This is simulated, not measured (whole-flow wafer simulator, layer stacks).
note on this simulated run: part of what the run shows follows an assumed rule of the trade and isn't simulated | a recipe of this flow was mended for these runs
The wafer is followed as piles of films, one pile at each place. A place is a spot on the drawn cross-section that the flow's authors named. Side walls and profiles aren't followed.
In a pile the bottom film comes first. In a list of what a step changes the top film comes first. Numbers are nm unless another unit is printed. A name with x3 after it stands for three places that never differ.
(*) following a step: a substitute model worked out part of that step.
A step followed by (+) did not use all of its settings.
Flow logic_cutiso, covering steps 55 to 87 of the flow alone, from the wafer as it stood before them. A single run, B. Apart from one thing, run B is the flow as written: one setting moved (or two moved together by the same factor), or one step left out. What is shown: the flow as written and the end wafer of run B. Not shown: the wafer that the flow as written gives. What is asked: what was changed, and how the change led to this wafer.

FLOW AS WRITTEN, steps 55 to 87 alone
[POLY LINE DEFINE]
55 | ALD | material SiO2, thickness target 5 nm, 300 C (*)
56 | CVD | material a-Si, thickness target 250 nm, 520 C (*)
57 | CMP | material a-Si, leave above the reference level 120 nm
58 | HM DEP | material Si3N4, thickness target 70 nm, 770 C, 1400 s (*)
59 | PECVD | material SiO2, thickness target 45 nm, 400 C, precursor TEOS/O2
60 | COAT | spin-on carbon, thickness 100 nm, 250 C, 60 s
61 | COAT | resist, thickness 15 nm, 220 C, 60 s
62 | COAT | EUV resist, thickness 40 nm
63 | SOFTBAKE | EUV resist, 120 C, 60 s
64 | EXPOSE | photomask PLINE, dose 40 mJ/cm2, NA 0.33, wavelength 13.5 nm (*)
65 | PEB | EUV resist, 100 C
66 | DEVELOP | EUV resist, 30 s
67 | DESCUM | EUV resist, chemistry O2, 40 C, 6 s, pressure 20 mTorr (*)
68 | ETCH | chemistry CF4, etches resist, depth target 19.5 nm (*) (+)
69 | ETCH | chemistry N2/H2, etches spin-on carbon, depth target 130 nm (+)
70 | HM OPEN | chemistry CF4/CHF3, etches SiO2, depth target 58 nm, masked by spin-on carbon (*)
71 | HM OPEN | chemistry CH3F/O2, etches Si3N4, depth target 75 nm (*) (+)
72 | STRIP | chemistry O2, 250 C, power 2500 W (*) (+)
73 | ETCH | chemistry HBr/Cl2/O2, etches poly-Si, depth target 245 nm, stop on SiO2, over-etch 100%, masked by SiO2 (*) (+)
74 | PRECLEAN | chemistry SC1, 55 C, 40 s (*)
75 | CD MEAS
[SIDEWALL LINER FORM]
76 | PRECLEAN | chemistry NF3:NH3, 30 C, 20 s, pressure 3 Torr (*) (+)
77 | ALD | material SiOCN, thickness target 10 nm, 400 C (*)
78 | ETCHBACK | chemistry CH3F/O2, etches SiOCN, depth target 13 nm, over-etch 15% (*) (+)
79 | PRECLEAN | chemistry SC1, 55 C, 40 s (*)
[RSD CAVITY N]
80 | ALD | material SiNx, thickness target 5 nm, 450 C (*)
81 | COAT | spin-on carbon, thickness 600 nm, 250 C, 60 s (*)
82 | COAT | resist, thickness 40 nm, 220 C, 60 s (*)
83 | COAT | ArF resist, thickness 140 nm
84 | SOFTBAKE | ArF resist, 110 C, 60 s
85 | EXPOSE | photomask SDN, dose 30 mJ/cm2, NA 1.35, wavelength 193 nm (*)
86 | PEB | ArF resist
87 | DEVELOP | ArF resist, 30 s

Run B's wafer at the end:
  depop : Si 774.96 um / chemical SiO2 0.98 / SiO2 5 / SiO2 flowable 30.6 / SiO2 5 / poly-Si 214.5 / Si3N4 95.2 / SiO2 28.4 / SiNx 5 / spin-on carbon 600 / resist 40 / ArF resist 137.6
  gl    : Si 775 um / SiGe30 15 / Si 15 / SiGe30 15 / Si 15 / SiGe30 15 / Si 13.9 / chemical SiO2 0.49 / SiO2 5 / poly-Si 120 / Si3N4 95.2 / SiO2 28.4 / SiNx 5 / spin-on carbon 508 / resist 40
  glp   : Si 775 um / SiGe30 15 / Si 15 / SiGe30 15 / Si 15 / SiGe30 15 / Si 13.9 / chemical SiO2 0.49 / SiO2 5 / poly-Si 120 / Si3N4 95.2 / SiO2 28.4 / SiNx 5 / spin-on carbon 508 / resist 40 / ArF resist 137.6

Cause: step 58, HM DEP: thickness target 95.2 nm was run, whereas the flow has thickness target 70 nm; step 58, HM DEP: 1904 s was run, where the flow has 1400 s.
The wafer itself shows it: depop has Si3N4 95.2, and step 58 as written asks for 70 nm.

Step by step, how the change led to this:
  58 | HM DEP | material Si3N4, thickness target 70 nm, 770 C, 1400 s (*)
      gl, glp, gxn and 11 more: Si3N4 gains 95.2 (new film), poly-Si gains 120 (new film), a-Si loses 120 (all of it) (as written it would have been: Si3N4 gains 70 (new film), poly-Si gains 120 (new film), a-Si loses 120 (all of it))
      depop, dpovl x3, gfld, gxf, iso, lnri: Si3N4 gains 95.2 (new film), poly-Si gains 214.5 (new film), a-Si loses 214.5 (all of it) (as written it would have been: Si3N4 gains 70 (new film), poly-Si gains 214.5 (new film), a-Si loses 214.5 (all of it))
  71 | HM OPEN | chemistry CH3F/O2, etches Si3N4, depth target 75 nm (*) (+)
      iso, lnr, lnri and 6 more: Si3N4 loses 75 (as written it would have been: Si3N4 loses 55.2 (all of it), poly-Si loses 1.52)
  72 | STRIP | chemistry O2, 250 C, power 2500 W (*) (+)
      iso, lnr, lnri and 6 more: nothing (as written it would have been: chemical SiO2 gains 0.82 (new film), poly-Si loses 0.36)
  73 | ETCH | chemistry HBr/Cl2/O2, etches poly-Si, depth target 245 nm, stop on SiO2, over-etch 100%, masked by SiO2 (*) (+)
      lnr, lnrp, lnrt, rsdn, rsdp, rsdw, rsdx: Si3N4 loses 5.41 (all of it), poly-Si loses 120 (all of it), SiO2 loses 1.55 (as written it would have been: chemical SiO2 loses 0.82 (all of it), poly-Si loses 118.1 (all of it), SiO2 loses 1.86)
      iso, lnri: Si3N4 loses 5.41 (all of it), poly-Si loses 214.5 (all of it), SiO2 loses 1.08 (as written it would have been: chemical SiO2 loses 0.82 (all of it), poly-Si loses 212.6 (all of it), SiO2 loses 1.39)
  81 | COAT | spin-on carbon, thickness 600 nm, 250 C, 60 s (*)
      rsdn, rsdw, rsdx: spin-on carbon gains 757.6 (new film) (as written it would have been: spin-on carbon gains 740.8 (new film))
      rsdp: spin-on carbon gains 757.7 (new film) (as written it would have been: spin-on carbon gains 740.8 (new film))
